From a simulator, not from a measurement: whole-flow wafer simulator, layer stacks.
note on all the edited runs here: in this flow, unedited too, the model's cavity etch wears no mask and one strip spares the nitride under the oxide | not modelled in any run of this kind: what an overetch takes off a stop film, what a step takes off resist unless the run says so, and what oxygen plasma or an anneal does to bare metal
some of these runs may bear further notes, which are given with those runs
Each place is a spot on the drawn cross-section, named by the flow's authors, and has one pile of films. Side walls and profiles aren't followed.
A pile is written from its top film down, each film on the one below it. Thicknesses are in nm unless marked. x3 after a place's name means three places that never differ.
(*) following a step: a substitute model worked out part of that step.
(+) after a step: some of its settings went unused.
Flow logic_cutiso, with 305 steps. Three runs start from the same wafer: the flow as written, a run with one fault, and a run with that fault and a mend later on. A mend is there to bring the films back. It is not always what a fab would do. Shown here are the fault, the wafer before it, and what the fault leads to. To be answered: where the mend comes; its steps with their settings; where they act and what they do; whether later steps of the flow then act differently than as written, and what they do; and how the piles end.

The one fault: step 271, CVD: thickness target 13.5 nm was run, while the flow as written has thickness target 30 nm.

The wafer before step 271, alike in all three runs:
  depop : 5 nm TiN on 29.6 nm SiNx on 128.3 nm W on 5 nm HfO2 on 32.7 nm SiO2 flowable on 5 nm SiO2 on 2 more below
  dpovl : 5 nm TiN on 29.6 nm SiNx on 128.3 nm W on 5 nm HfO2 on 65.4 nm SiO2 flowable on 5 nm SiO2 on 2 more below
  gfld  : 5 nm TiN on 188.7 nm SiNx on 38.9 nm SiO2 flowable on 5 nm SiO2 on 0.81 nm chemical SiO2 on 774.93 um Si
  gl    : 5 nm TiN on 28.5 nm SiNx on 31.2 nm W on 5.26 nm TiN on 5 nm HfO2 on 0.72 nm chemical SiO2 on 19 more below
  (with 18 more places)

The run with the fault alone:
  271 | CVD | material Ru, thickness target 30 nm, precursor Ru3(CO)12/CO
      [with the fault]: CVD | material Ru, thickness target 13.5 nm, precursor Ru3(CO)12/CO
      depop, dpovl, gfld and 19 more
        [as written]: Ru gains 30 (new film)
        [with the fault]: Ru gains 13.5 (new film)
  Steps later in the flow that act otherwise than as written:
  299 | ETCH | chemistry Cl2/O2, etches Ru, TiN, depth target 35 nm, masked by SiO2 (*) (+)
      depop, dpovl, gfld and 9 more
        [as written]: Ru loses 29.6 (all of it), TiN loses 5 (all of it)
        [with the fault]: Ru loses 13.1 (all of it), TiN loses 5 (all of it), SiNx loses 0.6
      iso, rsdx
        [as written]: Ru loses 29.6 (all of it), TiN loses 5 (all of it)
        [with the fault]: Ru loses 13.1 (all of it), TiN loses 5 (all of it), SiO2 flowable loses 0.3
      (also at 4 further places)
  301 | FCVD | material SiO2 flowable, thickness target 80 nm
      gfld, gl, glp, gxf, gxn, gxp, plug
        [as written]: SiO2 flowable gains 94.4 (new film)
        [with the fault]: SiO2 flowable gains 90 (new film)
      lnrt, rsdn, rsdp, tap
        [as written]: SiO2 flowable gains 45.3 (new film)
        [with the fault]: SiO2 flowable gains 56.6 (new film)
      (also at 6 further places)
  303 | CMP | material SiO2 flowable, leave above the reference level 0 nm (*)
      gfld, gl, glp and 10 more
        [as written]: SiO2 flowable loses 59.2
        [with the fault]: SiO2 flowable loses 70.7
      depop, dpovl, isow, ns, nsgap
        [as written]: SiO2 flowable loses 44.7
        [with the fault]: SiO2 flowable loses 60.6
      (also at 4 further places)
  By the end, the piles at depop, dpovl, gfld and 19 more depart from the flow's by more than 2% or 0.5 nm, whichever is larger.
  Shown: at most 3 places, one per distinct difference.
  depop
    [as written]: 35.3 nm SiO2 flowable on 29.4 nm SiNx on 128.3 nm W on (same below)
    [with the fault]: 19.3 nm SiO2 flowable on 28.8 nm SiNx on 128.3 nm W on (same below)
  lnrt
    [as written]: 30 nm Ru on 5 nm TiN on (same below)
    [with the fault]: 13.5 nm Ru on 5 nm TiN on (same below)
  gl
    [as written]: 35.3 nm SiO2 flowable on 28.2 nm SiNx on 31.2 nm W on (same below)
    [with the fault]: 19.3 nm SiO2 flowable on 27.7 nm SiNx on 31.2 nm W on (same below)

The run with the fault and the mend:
  After step 271 comes the mend.
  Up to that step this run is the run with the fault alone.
  271a | CVD | material Ru, thickness target 16.5 nm, precursor Ru3(CO)12/CO (the flow's step 271 again, with other settings)
      depop, dpovl, gfld and 19 more
        Ru gains 16.5
  Every later step of the flow that is run acts as written at every place that is followed.
  The piles end the same as the flow's at every place that both follow.
